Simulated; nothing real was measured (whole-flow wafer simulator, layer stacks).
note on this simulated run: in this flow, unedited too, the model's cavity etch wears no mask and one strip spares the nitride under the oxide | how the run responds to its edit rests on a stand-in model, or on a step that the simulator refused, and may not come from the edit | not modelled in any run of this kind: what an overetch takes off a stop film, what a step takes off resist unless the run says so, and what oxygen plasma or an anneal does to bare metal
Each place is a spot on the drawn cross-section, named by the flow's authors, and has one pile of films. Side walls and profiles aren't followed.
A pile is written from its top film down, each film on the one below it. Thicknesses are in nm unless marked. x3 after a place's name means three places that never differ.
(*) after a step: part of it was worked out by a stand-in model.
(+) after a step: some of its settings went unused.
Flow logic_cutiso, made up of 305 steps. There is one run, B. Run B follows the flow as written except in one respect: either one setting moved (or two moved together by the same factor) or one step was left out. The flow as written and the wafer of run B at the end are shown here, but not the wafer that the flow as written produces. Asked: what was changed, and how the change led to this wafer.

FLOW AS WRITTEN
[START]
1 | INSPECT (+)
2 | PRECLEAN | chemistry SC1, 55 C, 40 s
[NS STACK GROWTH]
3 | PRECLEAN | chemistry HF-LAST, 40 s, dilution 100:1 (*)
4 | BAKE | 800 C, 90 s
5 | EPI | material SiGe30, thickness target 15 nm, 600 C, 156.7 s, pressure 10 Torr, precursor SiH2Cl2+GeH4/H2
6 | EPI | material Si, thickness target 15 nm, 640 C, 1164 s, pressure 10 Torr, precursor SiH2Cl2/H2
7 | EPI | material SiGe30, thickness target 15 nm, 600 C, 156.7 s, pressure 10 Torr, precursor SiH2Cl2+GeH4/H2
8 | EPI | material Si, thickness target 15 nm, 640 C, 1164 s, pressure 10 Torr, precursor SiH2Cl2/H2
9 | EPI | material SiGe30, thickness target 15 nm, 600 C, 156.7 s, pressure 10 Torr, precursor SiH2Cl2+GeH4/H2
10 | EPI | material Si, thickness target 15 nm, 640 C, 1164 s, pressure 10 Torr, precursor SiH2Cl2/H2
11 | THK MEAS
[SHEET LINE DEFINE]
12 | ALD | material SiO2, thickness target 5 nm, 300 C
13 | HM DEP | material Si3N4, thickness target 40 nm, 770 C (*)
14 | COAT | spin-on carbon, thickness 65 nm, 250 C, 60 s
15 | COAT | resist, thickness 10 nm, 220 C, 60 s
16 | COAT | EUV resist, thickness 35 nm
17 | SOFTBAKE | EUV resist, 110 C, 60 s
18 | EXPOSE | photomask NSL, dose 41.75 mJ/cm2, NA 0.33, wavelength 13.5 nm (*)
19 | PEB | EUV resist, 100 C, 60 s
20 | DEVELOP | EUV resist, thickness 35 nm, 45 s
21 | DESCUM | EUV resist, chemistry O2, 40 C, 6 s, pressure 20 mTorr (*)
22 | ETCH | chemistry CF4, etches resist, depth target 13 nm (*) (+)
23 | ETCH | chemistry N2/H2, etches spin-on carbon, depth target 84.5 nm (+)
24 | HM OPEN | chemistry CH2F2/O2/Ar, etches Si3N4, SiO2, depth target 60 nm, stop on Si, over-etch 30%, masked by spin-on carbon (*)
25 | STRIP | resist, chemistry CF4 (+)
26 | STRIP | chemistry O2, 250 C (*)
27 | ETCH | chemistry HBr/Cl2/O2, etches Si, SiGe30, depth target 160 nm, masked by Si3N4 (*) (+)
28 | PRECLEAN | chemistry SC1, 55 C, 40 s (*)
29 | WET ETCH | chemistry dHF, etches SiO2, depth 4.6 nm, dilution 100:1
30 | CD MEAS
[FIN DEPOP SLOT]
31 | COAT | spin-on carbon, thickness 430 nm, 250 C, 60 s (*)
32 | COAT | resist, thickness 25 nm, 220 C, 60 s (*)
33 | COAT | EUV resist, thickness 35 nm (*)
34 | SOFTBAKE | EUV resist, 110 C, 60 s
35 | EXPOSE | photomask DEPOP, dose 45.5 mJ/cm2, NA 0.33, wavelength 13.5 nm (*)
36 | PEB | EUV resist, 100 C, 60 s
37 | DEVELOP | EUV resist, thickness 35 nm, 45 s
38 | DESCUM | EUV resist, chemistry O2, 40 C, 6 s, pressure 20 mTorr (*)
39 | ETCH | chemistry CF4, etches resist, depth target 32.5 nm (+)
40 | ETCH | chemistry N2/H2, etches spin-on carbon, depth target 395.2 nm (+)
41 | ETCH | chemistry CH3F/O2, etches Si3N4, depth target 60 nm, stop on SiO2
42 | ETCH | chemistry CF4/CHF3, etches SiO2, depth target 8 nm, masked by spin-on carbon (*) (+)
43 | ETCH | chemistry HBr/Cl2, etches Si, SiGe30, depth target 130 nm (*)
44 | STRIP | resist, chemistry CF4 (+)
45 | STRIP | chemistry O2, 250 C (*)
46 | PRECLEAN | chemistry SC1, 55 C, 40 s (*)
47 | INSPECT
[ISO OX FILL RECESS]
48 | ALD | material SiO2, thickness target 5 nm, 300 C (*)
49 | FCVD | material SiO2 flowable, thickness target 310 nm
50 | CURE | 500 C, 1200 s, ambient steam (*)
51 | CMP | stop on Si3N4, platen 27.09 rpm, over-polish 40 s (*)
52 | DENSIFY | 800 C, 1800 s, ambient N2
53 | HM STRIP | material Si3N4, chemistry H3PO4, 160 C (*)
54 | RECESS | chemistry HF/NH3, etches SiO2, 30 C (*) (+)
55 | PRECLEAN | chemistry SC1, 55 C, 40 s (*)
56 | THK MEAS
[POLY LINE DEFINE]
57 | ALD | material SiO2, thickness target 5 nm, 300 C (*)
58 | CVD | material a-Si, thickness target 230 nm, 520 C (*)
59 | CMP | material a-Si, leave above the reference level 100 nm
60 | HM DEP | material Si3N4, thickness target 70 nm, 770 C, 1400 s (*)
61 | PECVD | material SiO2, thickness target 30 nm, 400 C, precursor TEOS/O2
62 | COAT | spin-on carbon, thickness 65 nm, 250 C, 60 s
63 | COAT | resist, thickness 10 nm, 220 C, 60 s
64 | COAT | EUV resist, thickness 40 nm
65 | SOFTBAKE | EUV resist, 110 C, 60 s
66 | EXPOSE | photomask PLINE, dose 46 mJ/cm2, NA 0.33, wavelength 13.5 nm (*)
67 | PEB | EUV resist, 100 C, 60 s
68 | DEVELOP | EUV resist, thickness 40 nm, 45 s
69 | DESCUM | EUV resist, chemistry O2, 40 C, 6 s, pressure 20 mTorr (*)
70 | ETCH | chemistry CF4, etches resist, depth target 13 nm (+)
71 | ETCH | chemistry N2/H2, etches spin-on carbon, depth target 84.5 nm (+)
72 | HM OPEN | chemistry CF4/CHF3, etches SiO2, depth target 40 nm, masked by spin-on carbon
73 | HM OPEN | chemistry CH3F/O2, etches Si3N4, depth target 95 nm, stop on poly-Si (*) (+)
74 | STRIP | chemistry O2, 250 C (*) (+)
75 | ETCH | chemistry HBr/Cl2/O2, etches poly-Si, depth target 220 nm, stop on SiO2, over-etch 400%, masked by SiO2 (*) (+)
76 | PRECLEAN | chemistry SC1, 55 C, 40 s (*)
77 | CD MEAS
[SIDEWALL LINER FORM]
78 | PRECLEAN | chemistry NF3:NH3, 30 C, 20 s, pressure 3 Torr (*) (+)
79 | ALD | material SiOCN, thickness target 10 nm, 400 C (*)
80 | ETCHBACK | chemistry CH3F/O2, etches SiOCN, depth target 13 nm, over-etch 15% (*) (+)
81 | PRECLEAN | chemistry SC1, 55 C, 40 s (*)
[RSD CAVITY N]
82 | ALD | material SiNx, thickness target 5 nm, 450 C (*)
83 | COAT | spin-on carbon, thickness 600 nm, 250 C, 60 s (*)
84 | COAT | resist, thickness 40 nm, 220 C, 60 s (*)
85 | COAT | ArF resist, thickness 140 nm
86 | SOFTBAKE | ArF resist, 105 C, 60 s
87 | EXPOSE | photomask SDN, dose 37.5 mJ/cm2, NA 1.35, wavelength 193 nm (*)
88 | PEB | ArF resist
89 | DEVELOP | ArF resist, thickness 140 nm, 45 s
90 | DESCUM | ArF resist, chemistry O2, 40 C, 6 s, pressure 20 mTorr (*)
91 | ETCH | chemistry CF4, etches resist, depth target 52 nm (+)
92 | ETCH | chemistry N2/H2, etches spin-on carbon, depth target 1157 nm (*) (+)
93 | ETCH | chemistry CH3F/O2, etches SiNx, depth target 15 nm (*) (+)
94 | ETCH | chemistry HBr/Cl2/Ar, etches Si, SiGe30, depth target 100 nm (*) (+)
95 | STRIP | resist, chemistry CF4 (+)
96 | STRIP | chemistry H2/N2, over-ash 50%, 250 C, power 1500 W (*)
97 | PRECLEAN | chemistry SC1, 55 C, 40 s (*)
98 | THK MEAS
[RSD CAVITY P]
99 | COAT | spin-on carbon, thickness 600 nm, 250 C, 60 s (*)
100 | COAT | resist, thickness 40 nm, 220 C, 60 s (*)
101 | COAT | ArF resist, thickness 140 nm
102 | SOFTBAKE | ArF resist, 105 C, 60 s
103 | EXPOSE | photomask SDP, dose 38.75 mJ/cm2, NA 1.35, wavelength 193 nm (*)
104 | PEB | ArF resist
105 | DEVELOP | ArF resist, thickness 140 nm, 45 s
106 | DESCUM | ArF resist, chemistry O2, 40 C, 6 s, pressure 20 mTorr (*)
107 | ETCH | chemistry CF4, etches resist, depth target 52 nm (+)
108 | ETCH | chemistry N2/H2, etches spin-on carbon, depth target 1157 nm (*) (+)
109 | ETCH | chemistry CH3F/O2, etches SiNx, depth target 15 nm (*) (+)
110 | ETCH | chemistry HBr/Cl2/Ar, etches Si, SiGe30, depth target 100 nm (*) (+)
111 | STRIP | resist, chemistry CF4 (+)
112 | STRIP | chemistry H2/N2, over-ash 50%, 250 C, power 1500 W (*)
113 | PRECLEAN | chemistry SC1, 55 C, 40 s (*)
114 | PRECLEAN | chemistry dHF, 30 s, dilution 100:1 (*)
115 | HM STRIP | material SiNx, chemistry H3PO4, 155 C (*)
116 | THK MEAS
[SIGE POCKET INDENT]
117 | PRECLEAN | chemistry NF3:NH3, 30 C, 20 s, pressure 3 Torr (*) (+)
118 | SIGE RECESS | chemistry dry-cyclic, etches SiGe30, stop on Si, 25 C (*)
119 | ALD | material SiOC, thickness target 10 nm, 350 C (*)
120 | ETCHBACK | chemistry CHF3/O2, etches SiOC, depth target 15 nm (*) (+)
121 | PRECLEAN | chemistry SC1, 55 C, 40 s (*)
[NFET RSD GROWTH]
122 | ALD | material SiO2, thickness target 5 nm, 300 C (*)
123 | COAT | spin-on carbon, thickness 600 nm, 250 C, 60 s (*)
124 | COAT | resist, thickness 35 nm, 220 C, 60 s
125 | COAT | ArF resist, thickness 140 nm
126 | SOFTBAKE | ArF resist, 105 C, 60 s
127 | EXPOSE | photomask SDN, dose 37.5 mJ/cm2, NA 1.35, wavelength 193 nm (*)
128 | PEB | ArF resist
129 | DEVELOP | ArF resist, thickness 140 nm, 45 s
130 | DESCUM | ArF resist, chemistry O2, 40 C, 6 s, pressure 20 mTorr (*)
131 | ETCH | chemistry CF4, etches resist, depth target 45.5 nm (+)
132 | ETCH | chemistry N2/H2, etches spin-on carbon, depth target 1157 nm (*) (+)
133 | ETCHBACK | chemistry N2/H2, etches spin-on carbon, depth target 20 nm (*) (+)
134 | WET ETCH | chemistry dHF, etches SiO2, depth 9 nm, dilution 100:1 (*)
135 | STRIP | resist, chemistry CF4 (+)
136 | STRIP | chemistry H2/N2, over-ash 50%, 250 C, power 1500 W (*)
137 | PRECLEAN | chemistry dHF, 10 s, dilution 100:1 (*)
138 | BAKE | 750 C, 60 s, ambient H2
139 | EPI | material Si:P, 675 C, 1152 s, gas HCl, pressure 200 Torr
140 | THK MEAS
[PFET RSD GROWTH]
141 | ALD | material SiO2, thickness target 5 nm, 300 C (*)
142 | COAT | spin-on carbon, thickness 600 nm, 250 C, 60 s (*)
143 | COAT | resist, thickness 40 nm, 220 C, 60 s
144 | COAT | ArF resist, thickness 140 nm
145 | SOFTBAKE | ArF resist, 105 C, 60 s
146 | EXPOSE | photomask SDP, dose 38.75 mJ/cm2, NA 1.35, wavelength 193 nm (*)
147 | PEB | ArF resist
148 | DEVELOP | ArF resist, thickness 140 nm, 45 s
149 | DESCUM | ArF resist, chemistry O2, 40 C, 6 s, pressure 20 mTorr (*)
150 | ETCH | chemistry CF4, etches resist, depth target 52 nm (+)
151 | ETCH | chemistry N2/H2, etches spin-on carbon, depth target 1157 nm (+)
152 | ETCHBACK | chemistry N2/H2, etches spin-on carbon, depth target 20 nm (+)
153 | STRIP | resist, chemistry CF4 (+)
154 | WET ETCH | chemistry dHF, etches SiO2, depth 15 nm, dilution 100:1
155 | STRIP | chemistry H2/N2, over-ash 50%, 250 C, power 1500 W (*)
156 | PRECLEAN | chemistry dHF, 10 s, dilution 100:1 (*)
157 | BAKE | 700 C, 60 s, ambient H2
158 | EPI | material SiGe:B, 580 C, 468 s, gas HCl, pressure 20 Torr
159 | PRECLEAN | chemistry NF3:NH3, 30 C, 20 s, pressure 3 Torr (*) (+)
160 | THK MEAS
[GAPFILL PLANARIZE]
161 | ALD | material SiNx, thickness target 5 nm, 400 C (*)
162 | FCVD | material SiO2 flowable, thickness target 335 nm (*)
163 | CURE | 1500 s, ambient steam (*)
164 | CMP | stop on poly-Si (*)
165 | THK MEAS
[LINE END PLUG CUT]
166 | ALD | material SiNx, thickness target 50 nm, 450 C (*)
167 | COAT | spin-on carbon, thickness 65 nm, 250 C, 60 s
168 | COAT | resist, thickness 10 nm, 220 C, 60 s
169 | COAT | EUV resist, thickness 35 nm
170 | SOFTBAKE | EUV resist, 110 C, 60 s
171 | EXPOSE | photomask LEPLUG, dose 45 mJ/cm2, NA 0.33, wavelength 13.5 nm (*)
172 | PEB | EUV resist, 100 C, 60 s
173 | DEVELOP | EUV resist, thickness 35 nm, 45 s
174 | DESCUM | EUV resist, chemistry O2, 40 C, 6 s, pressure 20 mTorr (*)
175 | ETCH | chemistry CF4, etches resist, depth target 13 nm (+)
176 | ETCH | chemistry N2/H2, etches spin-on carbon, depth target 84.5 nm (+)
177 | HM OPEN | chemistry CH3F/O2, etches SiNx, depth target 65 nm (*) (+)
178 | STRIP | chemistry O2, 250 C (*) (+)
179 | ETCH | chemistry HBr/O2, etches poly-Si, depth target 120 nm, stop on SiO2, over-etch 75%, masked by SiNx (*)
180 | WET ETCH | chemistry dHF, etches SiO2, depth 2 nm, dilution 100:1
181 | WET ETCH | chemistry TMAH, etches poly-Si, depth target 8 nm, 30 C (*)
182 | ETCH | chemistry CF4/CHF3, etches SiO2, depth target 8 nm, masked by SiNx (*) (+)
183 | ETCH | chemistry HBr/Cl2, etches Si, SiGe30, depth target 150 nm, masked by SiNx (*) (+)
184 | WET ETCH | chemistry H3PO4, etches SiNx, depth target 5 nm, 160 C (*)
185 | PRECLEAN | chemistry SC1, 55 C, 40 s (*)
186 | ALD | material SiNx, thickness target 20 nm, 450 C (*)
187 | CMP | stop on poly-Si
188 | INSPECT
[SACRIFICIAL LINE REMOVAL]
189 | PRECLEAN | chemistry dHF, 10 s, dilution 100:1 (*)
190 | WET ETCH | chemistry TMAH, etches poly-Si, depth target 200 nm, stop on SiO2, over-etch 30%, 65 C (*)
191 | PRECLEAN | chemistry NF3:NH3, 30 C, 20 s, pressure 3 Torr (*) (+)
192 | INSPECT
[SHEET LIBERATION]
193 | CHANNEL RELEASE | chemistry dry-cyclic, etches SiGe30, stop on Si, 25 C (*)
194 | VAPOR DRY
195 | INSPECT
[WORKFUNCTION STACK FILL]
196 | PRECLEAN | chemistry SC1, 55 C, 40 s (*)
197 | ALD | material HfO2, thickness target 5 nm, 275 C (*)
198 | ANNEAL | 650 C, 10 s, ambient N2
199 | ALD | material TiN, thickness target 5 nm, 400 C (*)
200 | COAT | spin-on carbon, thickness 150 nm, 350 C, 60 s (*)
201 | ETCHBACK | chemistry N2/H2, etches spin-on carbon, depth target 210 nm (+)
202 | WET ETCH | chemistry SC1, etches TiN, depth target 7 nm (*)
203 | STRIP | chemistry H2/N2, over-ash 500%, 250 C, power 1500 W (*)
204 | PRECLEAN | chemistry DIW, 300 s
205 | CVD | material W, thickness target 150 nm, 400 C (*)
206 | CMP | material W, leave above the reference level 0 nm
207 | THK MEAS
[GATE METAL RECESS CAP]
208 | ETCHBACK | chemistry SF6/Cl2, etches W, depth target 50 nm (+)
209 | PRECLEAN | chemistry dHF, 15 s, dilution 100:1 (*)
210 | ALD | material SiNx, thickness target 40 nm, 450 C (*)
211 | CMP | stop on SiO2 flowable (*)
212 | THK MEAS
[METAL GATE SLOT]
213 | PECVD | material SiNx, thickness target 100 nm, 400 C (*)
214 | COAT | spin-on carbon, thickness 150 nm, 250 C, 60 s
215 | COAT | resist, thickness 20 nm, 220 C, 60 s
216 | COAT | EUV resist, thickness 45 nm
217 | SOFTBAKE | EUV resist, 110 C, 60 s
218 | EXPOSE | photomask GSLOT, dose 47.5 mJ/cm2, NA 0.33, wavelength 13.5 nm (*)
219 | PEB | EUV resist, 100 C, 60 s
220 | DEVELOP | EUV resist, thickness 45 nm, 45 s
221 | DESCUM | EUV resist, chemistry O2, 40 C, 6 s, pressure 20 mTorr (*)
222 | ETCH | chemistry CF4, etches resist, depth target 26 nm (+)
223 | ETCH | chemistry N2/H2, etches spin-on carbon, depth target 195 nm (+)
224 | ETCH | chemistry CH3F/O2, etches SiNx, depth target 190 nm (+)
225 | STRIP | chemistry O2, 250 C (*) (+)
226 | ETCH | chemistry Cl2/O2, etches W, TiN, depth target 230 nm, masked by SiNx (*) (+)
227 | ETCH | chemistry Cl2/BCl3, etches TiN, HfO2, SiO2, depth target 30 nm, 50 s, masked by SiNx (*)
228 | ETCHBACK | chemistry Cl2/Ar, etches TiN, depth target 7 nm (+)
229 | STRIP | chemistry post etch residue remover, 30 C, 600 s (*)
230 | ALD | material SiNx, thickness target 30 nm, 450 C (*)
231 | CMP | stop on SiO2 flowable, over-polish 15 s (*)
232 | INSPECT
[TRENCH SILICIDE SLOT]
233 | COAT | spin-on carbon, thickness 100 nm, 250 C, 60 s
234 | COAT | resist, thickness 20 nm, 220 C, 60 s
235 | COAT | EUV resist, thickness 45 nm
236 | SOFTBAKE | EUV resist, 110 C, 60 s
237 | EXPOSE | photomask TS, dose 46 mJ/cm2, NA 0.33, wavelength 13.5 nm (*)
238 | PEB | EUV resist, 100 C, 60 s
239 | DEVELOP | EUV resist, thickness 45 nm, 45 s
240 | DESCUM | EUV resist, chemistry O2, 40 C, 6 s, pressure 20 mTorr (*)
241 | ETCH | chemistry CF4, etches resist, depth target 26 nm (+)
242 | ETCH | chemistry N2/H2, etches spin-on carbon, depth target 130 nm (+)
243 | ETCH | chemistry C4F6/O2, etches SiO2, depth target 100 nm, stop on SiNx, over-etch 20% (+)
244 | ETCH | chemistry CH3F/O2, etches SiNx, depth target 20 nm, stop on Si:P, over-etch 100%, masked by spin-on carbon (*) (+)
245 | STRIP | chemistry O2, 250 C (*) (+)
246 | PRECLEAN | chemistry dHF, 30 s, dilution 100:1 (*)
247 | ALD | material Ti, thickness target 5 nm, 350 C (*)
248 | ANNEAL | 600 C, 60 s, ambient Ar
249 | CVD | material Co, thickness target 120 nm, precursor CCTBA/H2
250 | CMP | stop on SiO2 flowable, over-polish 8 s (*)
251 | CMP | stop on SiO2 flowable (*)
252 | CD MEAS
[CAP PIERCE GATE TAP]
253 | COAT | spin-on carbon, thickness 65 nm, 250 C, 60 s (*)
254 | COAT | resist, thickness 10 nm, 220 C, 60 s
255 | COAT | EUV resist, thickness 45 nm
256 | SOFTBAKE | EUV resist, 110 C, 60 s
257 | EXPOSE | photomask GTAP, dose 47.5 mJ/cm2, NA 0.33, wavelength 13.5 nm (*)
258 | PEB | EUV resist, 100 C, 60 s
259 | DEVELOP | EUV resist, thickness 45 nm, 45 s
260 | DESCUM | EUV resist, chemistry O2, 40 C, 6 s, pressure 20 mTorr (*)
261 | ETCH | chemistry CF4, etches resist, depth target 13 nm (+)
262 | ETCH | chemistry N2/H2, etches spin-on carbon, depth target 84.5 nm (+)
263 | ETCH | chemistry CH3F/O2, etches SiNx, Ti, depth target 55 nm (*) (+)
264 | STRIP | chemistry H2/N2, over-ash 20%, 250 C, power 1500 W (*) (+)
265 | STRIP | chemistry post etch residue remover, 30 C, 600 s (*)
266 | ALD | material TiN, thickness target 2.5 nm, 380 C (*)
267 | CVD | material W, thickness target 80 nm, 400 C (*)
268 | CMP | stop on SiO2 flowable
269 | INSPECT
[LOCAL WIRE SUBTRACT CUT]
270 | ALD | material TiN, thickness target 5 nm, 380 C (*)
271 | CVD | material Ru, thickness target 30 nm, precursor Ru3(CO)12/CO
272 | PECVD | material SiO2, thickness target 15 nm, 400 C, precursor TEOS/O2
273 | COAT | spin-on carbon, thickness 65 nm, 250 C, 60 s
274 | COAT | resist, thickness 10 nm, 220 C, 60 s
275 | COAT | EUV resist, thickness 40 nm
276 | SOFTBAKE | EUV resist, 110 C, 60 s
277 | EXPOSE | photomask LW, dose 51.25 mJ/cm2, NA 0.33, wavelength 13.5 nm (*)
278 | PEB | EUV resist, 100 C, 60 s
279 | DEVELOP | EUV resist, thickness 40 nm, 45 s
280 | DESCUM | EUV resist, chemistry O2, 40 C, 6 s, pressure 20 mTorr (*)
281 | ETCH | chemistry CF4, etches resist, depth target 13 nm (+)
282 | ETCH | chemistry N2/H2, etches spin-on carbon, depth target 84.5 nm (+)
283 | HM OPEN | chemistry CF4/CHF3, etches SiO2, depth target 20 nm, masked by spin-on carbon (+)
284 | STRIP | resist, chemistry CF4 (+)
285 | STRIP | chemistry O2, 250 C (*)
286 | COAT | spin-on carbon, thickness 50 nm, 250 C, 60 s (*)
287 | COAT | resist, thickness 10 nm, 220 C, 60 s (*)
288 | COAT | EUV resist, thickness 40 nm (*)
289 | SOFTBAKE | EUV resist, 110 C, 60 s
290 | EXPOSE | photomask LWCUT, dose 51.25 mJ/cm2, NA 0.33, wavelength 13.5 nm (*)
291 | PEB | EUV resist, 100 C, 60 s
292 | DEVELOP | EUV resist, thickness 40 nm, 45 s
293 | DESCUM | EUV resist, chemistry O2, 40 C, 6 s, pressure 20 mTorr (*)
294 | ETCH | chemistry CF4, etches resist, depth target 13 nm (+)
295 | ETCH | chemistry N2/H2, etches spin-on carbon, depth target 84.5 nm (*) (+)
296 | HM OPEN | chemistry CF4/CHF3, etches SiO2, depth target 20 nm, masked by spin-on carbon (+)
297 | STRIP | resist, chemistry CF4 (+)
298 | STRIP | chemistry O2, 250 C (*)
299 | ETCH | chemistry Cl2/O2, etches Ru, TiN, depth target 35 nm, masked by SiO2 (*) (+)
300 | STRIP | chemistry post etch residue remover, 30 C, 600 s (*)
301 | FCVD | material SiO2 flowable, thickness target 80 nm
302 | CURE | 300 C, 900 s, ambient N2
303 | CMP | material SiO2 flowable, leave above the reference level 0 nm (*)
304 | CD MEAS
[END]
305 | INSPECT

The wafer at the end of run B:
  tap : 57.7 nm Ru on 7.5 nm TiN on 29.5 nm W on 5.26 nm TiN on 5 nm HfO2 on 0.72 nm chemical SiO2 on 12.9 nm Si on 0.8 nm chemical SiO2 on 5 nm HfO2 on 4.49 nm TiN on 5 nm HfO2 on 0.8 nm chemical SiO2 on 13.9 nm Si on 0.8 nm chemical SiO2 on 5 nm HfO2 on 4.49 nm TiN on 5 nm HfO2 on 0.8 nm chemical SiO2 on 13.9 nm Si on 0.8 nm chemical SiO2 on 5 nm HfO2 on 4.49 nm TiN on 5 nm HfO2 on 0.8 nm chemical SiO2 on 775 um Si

What caused this: step 267, CVD: material W, thickness target 80 nm, 400 C (*), was skipped.

The path from the change to this, step by step:
  268 | CMP | stop on SiO2 flowable
      depop, dpovl, gfld and 9 more: TiN loses 2.5 (all of it), SiNx loses 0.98 (as written it would have been: W loses 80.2 (all of it), TiN loses 2.5 (all of it), SiNx loses 0.98)
      lnr, lnri, lnrp, lnrt: TiN loses 2.5 (all of it), SiOCN loses 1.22 (as written it would have been: W loses 80 (all of it), TiN loses 2.5 (all of it), SiOCN loses 1.22)
      (also at 6 further places)
  270 | ALD | material TiN, thickness target 5 nm, 380 C (*)
      tap: TiN gains 5 (as written it would have been: TiN gains 5 (new film))
  271 | CVD | material Ru, thickness target 30 nm, precursor Ru3(CO)12/CO
      tap: Ru gains 57.7 (new film) (as written it would have been: Ru gains 30 (new film))
